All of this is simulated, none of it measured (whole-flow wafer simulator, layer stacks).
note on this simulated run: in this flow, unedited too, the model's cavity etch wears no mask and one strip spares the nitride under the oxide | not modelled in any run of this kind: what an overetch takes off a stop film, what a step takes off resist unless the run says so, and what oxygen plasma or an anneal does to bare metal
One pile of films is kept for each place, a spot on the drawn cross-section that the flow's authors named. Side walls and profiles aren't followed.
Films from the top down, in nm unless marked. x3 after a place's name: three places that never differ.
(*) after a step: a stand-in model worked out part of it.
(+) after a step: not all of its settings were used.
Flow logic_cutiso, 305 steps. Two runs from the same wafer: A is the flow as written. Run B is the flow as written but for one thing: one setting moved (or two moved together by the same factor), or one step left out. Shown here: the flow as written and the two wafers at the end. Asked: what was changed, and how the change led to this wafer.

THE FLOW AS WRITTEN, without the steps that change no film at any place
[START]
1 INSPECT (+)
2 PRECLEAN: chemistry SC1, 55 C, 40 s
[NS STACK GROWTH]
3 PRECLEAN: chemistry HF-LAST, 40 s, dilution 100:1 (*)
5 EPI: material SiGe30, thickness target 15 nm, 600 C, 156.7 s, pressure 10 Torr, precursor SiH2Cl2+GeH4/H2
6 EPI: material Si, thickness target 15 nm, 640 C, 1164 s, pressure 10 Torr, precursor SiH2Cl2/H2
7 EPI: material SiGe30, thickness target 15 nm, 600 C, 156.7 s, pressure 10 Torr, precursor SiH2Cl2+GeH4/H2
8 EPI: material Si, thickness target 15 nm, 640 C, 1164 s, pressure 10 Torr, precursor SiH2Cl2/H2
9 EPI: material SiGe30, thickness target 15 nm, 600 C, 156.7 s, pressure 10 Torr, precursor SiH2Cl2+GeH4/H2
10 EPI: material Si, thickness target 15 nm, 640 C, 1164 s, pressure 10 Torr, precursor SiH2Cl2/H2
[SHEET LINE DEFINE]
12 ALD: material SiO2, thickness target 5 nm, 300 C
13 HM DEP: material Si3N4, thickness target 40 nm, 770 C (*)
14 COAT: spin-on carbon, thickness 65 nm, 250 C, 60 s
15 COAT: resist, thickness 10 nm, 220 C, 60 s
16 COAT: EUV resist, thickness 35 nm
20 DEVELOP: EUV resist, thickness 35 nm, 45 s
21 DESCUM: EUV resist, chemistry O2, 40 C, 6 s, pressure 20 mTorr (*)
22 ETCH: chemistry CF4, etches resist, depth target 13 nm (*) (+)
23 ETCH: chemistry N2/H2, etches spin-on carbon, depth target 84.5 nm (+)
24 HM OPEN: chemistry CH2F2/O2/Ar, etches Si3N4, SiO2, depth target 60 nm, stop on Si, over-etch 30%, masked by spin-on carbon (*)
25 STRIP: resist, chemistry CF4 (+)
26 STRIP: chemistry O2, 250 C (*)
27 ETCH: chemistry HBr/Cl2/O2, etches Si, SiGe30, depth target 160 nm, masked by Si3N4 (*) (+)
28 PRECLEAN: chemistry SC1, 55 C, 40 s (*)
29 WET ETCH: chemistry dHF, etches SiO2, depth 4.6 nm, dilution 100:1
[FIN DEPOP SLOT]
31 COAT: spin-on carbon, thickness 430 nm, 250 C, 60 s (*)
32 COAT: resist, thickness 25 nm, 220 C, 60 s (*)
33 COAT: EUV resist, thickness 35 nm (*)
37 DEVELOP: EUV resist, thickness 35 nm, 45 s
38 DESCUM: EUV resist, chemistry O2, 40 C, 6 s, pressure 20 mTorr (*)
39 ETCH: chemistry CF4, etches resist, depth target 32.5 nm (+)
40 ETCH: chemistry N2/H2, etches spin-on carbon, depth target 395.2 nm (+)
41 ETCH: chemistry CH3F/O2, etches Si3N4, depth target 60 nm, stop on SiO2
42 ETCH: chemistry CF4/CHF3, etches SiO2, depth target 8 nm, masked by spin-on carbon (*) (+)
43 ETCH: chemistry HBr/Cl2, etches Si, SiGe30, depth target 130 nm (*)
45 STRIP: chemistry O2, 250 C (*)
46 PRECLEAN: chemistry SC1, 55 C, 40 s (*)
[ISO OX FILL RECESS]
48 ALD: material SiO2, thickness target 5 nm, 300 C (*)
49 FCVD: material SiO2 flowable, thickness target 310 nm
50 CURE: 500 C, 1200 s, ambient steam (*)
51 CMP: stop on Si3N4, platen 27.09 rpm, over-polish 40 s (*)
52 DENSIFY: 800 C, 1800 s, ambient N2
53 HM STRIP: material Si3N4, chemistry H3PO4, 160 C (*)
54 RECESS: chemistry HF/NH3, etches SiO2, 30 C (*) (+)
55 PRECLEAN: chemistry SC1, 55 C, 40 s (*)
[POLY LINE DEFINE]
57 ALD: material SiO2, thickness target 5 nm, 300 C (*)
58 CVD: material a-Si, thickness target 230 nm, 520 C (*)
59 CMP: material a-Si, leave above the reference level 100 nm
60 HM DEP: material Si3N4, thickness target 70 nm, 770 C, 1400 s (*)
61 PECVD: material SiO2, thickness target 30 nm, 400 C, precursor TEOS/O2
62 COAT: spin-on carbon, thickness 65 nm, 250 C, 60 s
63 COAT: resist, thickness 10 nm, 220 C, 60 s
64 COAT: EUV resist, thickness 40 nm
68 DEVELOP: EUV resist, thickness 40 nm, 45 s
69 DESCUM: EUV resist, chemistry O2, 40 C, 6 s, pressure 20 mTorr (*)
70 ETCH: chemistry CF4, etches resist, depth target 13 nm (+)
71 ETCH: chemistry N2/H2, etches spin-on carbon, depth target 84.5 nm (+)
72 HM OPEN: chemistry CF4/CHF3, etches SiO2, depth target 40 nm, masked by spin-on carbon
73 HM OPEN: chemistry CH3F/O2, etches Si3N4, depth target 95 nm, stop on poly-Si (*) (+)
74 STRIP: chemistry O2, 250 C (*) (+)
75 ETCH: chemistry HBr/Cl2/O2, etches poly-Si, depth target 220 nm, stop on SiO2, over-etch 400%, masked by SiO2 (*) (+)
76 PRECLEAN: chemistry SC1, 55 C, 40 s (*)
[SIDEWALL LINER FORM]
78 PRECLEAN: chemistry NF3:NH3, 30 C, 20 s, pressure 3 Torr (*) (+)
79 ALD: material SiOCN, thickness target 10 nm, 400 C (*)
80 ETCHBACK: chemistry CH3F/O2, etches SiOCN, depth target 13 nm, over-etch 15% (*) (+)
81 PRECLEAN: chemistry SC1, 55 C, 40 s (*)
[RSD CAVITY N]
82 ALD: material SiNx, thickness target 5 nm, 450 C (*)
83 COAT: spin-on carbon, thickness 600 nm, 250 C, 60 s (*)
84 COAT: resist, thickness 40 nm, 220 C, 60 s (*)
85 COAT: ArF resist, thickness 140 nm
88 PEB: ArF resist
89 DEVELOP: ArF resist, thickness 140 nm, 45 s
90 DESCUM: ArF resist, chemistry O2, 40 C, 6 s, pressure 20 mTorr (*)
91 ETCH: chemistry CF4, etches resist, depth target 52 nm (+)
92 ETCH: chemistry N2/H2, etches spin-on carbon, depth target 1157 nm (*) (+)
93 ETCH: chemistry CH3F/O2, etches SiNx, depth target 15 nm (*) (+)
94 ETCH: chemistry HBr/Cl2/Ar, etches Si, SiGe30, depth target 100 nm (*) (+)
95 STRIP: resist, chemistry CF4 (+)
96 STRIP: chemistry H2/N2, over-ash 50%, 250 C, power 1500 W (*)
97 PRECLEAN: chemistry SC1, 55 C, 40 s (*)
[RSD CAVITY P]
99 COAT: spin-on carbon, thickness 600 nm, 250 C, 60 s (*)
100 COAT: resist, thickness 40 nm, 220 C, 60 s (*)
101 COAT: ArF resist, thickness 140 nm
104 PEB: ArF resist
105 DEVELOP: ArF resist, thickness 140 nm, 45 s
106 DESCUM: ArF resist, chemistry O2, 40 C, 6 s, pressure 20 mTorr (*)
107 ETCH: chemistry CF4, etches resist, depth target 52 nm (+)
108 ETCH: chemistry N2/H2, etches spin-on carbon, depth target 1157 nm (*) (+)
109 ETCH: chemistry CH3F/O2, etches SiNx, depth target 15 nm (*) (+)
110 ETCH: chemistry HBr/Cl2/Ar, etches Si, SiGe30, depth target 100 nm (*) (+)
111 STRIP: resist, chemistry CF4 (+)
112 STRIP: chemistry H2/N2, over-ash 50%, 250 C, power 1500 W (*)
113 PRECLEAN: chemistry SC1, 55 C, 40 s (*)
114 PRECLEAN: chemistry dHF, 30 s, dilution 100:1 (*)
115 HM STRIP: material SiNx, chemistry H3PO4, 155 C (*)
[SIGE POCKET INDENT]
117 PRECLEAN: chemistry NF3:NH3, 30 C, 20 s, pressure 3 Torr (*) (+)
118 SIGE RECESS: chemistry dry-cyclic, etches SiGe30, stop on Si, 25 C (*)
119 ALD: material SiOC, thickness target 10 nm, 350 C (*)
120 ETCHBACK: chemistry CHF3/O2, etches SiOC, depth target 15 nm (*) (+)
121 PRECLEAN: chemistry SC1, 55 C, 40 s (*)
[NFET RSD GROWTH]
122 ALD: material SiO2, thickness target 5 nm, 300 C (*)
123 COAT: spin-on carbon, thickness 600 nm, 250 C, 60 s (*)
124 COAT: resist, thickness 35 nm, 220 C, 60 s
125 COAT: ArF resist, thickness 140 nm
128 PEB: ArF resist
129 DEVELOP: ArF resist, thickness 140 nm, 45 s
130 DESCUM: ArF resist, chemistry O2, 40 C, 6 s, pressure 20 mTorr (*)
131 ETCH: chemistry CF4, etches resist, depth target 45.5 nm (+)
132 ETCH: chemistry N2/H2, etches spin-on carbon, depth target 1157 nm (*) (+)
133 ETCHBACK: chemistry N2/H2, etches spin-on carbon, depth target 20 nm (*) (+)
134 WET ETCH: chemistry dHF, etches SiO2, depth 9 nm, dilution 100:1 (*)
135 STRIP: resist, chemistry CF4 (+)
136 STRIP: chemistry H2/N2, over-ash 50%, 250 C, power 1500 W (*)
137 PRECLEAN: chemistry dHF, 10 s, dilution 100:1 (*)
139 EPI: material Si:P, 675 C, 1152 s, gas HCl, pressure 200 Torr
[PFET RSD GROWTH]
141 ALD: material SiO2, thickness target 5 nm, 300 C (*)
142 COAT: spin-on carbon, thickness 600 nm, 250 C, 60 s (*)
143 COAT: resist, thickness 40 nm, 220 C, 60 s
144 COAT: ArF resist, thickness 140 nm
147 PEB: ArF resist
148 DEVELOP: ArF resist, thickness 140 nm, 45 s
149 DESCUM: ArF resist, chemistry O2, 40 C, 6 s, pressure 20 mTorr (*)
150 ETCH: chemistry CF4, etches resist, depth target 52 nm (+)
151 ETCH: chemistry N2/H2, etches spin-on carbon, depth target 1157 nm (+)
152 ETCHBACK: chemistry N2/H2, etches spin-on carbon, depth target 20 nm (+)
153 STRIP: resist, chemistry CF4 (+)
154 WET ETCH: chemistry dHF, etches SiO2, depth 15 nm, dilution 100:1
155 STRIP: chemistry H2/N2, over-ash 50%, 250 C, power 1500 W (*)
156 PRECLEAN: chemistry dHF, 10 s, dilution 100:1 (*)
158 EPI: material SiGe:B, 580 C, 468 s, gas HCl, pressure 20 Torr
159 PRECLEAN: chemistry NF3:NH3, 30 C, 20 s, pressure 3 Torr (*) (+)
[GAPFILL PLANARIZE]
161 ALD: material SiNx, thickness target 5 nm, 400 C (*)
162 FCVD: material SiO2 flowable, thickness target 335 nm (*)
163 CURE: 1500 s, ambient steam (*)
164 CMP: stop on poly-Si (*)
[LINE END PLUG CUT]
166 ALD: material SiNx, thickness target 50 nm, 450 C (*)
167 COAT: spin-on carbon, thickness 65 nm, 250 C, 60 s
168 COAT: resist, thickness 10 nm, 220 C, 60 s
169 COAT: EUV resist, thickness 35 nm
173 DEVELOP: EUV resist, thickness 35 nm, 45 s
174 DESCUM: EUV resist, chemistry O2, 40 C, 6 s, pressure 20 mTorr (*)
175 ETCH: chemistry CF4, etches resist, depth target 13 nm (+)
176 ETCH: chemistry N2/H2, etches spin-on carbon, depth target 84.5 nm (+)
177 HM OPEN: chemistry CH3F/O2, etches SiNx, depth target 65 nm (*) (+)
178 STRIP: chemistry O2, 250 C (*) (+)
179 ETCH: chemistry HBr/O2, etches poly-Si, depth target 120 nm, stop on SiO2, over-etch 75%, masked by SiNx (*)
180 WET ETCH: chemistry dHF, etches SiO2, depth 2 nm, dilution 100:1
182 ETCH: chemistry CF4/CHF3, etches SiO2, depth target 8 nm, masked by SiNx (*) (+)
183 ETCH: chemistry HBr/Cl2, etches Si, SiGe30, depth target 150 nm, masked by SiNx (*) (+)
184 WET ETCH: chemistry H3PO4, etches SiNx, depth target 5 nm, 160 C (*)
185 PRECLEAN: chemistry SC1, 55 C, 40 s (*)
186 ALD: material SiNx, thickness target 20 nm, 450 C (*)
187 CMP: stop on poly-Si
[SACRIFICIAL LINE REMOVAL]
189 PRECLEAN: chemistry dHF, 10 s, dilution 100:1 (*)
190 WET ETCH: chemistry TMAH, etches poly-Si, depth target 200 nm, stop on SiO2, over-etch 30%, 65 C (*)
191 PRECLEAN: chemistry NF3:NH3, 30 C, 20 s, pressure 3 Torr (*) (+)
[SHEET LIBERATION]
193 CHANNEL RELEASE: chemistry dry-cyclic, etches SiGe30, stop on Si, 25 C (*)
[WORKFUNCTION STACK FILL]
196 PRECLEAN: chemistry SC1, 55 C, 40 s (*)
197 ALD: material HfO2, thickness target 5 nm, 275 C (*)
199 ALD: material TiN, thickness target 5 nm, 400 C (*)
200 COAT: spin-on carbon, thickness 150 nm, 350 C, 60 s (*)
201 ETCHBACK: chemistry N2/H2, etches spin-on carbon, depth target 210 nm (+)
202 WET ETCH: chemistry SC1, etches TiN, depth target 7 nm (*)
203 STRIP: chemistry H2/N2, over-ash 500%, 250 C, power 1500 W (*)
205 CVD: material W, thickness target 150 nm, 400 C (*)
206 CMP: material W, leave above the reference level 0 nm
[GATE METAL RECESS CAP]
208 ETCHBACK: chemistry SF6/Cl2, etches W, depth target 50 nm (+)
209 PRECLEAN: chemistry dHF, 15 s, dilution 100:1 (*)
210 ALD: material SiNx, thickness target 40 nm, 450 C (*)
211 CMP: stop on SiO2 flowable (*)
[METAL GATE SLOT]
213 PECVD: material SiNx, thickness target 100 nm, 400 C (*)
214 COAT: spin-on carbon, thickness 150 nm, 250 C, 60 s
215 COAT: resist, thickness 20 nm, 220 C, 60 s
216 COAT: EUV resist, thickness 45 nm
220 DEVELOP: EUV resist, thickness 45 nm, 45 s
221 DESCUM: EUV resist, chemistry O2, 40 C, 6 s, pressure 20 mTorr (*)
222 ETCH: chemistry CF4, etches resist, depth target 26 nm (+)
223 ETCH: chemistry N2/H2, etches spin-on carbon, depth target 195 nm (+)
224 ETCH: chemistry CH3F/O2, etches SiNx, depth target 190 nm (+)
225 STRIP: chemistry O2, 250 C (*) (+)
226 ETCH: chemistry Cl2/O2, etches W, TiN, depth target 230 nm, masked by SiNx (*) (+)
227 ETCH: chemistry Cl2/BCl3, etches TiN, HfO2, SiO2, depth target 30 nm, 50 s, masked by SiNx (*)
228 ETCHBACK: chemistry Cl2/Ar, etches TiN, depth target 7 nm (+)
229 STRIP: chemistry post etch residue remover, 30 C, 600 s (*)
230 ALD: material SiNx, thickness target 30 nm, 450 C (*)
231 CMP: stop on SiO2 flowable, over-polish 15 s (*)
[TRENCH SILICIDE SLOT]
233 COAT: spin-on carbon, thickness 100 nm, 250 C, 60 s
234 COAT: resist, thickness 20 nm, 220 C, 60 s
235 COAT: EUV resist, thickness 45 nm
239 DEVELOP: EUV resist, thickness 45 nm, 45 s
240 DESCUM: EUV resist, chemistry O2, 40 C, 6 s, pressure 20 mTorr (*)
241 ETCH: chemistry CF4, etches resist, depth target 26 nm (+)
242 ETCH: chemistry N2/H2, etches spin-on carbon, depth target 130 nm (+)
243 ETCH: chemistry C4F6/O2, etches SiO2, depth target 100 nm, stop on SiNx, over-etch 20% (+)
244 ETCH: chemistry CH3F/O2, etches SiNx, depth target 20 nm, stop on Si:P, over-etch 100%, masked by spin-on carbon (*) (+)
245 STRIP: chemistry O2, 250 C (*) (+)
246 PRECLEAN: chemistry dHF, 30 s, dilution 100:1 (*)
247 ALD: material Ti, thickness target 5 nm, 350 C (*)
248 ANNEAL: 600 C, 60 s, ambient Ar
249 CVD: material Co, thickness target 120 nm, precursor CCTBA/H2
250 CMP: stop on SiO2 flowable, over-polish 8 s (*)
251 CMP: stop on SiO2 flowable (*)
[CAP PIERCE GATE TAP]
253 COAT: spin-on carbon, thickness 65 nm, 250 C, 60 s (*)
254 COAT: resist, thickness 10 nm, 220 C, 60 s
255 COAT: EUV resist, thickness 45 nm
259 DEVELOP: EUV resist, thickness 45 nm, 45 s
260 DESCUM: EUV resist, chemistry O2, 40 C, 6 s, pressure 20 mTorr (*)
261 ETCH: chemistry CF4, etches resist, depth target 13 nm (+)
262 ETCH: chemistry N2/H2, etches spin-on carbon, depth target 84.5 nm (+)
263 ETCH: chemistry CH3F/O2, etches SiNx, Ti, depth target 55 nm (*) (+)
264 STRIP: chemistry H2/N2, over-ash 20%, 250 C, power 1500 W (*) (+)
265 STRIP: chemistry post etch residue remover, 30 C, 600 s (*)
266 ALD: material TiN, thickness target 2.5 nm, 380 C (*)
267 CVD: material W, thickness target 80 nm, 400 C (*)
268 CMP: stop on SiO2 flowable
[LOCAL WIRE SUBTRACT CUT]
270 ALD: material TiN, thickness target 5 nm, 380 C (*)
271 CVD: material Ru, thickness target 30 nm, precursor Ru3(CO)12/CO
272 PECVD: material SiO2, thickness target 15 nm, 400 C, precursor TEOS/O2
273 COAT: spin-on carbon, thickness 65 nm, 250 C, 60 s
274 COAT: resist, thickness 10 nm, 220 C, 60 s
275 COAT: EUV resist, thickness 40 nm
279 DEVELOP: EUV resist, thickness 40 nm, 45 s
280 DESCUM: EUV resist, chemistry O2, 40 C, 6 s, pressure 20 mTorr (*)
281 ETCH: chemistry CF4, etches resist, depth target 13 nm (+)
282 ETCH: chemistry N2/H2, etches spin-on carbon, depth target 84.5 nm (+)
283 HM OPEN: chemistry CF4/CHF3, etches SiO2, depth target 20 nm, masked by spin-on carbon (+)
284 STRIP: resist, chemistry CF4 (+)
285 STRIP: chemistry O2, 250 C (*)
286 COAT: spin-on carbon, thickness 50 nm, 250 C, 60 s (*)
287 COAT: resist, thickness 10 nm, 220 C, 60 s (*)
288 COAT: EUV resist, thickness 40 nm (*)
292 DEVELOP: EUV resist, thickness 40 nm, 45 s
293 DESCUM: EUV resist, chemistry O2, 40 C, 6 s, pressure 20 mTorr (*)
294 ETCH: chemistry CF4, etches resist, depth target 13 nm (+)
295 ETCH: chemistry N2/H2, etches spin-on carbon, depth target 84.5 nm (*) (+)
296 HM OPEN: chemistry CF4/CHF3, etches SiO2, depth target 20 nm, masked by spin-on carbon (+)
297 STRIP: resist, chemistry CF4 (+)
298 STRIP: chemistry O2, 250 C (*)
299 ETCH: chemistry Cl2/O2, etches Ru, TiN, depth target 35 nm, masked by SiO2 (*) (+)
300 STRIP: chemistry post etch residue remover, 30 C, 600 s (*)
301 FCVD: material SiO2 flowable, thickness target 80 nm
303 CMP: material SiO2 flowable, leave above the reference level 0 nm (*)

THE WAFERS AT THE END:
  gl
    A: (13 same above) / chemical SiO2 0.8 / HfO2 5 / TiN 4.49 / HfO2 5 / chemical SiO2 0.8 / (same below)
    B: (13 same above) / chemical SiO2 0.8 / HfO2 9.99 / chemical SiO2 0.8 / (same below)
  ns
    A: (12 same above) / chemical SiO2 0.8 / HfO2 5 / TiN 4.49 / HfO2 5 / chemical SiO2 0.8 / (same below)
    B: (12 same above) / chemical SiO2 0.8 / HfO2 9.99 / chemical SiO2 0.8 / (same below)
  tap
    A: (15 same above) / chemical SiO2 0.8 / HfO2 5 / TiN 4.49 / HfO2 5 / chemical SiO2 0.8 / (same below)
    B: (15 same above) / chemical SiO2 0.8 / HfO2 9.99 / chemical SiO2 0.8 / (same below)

The cause: step 7, EPI: 109.7 s was run, where the flow has 156.7 s.

How the change led to this, step by step:
  7 EPI: material SiGe30, thickness target 15 nm, 600 C, 156.7 s, pressure 10 Torr, precursor SiH2Cl2+GeH4/H2
      depop, dpovl, gfld and 19 more: A SiGe30 +15 (new film) | B SiGe30 +10.5 (new film)
  27 ETCH: chemistry HBr/Cl2/O2, etches Si, SiGe30, depth target 160 nm, masked by Si3N4 (*) (+)
      gfld, gxf, iso, lnri: A chemical SiO2 -0.79 (all of it), Si -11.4 (all of it), SiGe30 -15 (all of it), Si -15 (all of it), SiGe30 -15 (all of it), Si -15 (all of it), SiGe30 -15 (all of it), Si -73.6 | B chemical SiO2 -0.79 (all of it), Si -11.4 (all of it), SiGe30 -15 (all of it), Si -15 (all of it), SiGe30 -10.5 (all of it), Si -15 (all of it), SiGe30 -15 (all of it), Si -78.1
      dpovl, nsgap: A chemical SiO2 -0.79 (all of it), Si -11.8 (all of it), SiGe30 -15 (all of it), Si -15 (all of it), SiGe30 -15 (all of it), Si -15 (all of it), SiGe30 -15 (all of it), Si -73.2 | B chemical SiO2 -0.79 (all of it), Si -11.8 (all of it), SiGe30 -15 (all of it), Si -15 (all of it), SiGe30 -10.5 (all of it), Si -15 (all of it), SiGe30 -15 (all of it), Si -77.7
      (and at 1 more place)
  43 ETCH: chemistry HBr/Cl2, etches Si, SiGe30, depth target 130 nm (*)
      depop: A Si -14 (all of it), SiGe30 -15 (all of it), Si -15 (all of it), SiGe30 -15 (all of it), Si -15 (all of it), SiGe30 -15 (all of it), Si -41 | B Si -14 (all of it), SiGe30 -15 (all of it), Si -15 (all of it), SiGe30 -10.5 (all of it), Si -15 (all of it), SiGe30 -15 (all of it), Si -45.5
  94 ETCH: chemistry HBr/Cl2/Ar, etches Si, SiGe30, depth target 100 nm (*) (+)
      rsdn, rsdx: A chemical SiO2 -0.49 (all of it), Si -12.8 (all of it), SiGe30 -15 (all of it), Si -15 (all of it), SiGe30 -15 (all of it), Si -15 (all of it), SiGe30 -15 (all of it), Si -12.2 | B chemical SiO2 -0.49 (all of it), Si -12.8 (all of it), SiGe30 -15 (all of it), Si -15 (all of it), SiGe30 -10.5 (all of it), Si -15 (all of it), SiGe30 -15 (all of it), Si -16.7
  110 ETCH: chemistry HBr/Cl2/Ar, etches Si, SiGe30, depth target 100 nm (*) (+)
      rsdp, rsdw: A chemical SiO2 -0.49 (all of it), Si -12.8 (all of it), SiGe30 -15 (all of it), Si -15 (all of it), SiGe30 -15 (all of it), Si -15 (all of it), SiGe30 -15 (all of it), Si -12.2 | B chemical SiO2 -0.49 (all of it), Si -12.8 (all of it), SiGe30 -15 (all of it), Si -15 (all of it), SiGe30 -10.5 (all of it), Si -15 (all of it), SiGe30 -15 (all of it), Si -16.7
  118 SIGE RECESS: chemistry dry-cyclic, etches SiGe30, stop on Si, 25 C (*)
      lnr, lnrp, lnrt: A SiOCN -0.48, Si -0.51, cavity +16 (new film), SiGe30 -15 (all of it), Si -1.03, cavity +16 (new film), SiGe30 -15 (all of it), Si -1.03, cavity +16 (new film), SiGe30 -15 (all of it), Si -0.51 | B SiOCN -0.48, Si -0.51, cavity +16 (new film), SiGe30 -15 (all of it), Si -1.03, cavity +11.5 (new film), SiGe30 -10.5 (all of it), Si -1.03, cavity +16 (new film), SiGe30 -15 (all of it), Si -0.51
  119 ALD: material SiOC, thickness target 10 nm, 350 C (*)
      lnr, lnrp, lnrt: A SiOC +10 (new film), SiOC +16 (new film), cavity -16 (all of it), SiOC +16 (new film), cavity -16 (all of it), SiOC +16 (new film), cavity -16 (all of it) | B SiOC +10 (new film), SiOC +16 (new film), cavity -16 (all of it), SiOC +11.5 (new film), cavity -11.5 (all of it), SiOC +16 (new film), cavity -16 (all of it)
  183 ETCH: chemistry HBr/Cl2, etches Si, SiGe30, depth target 150 nm, masked by SiNx (*) (+)
      plug: A Si -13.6 (all of it), SiGe30 -15 (all of it), Si -15 (all of it), SiGe30 -15 (all of it), Si -15 (all of it), SiGe30 -15 (all of it), Si -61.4 | B Si -13.6 (all of it), SiGe30 -15 (all of it), Si -15 (all of it), SiGe30 -10.5 (all of it), Si -15 (all of it), SiGe30 -15 (all of it), Si -65.9
  193 CHANNEL RELEASE: chemistry dry-cyclic, etches SiGe30, stop on Si, 25 C (*)
      gl, glp, gxn, gxp, ns, tap: A chemical SiO2 +0.8 (new film), Si -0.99, chemical SiO2 +0.8 (new film), cavity +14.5 (new film), chemical SiO2 +0.8 (new film), SiGe30 -15 (all of it), Si -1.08, chemical SiO2 +0.8 (new film), cavity +14.5 (new film), chemical SiO2 +0.8 (new film), SiGe30 -15 (all of it), Si -1.08, chemical SiO2 +0.8 (new film), cavity +14.5 (new film), chemical SiO2 +0.8 (new film), SiGe30 -15 (all of it), Si -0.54 | B chemical SiO2 +0.8 (new film), Si -0.99, chemical SiO2 +0.8 (new film), cavity +14.5 (new film), chemical SiO2 +0.8 (new film), SiGe30 -15 (all of it), Si -1.08, chemical SiO2 +0.8 (new film), cavity +9.99 (new film), chemical SiO2 +0.8 (new film), SiGe30 -10.5 (all of it), Si -1.08, chemical SiO2 +0.8 (new film), cavity +14.5 (new film), chemical SiO2 +0.8 (new film), SiGe30 -15 (all of it), Si -0.54
  197 ALD: material HfO2, thickness target 5 nm, 275 C (*)
      gl, glp, gxn, gxp, ns, tap: A HfO2 +5 (new film), HfO2 +5 (new film), cavity -10, HfO2 +5 (new film), HfO2 +5 (new film), cavity -10, HfO2 +5 (new film), HfO2 +5 (new film), cavity -10, HfO2 +5 (new film) | B HfO2 +5 (new film), HfO2 +5 (new film), cavity -10, HfO2 +5 (new film), HfO2 +9.99 (new film), cavity -9.99 (all of it), HfO2 +5 (new film), cavity -10, HfO2 +5 (new film)
  199 ALD: material TiN, thickness target 5 nm, 400 C (*)
      gl, glp, tap: A TiN +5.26 (new film), TiN +4.49 (new film), cavity -4.49 (all of it), TiN +4.49 (new film), cavity -4.49 (all of it), TiN +4.49 (new film), cavity -4.49 (all of it) | B TiN +5.26 (new film), TiN +4.49 (new film), cavity -4.49 (all of it), TiN +4.49 (new film), cavity -4.49 (all of it)
      gxn, gxp, ns: A TiN +5 (new film), TiN +4.49 (new film), cavity -4.49 (all of it), TiN +4.49 (new film), cavity -4.49 (all of it), TiN +4.49 (new film), cavity -4.49 (all of it) | B TiN +5 (new film), TiN +4.49 (new film), cavity -4.49 (all of it), TiN +4.49 (new film), cavity -4.49 (all of it)
Counting metal films that touch as one body, gl has 3 bodies (between them, from the top down: HfO2 5 / chemical SiO2 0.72 / Si 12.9 / chemical SiO2 0.8 / HfO2 5; HfO2 5 / chemical SiO2 0.8 / Si 13.9 / chemical SiO2 0.8 / HfO2 9.99 / chemical SiO2 0.8 / Si 13.9 / chemical SiO2 0.8 / HfO2 5); the flow as written gives 4 bodies (between them, from the top down: HfO2 5 / chemical SiO2 0.72 / Si 12.9 / chemical SiO2 0.8 / HfO2 5; HfO2 5 / chemical SiO2 0.8 / Si 13.9 / chemical SiO2 0.8 / HfO2 5; HfO2 5 / chemical SiO2 0.8 / Si 13.9 / chemical SiO2 0.8 / HfO2 5).
Counting metal films that touch as one body, ns has 3 bodies (between them, from the top down: HfO2 5 / chemical SiO2 0.72 / Si 12.9 / chemical SiO2 0.8 / HfO2 5; HfO2 5 / chemical SiO2 0.8 / Si 13.9 / chemical SiO2 0.8 / HfO2 9.99 / chemical SiO2 0.8 / Si 13.9 / chemical SiO2 0.8 / HfO2 5); the flow as written gives 4 bodies (between them, from the top down: HfO2 5 / chemical SiO2 0.72 / Si 12.9 / chemical SiO2 0.8 / HfO2 5; HfO2 5 / chemical SiO2 0.8 / Si 13.9 / chemical SiO2 0.8 / HfO2 5; HfO2 5 / chemical SiO2 0.8 / Si 13.9 / chemical SiO2 0.8 / HfO2 5).
Counting metal films that touch as one body, tap has 3 bodies (between them, from the top down: HfO2 5 / chemical SiO2 0.72 / Si 12.9 / chemical SiO2 0.8 / HfO2 5; HfO2 5 / chemical SiO2 0.8 / Si 13.9 / chemical SiO2 0.8 / HfO2 9.99 / chemical SiO2 0.8 / Si 13.9 / chemical SiO2 0.8 / HfO2 5); the flow as written gives 4 bodies (between them, from the top down: HfO2 5 / chemical SiO2 0.72 / Si 12.9 / chemical SiO2 0.8 / HfO2 5; HfO2 5 / chemical SiO2 0.8 / Si 13.9 / chemical SiO2 0.8 / HfO2 5; HfO2 5 / chemical SiO2 0.8 / Si 13.9 / chemical SiO2 0.8 / HfO2 5).
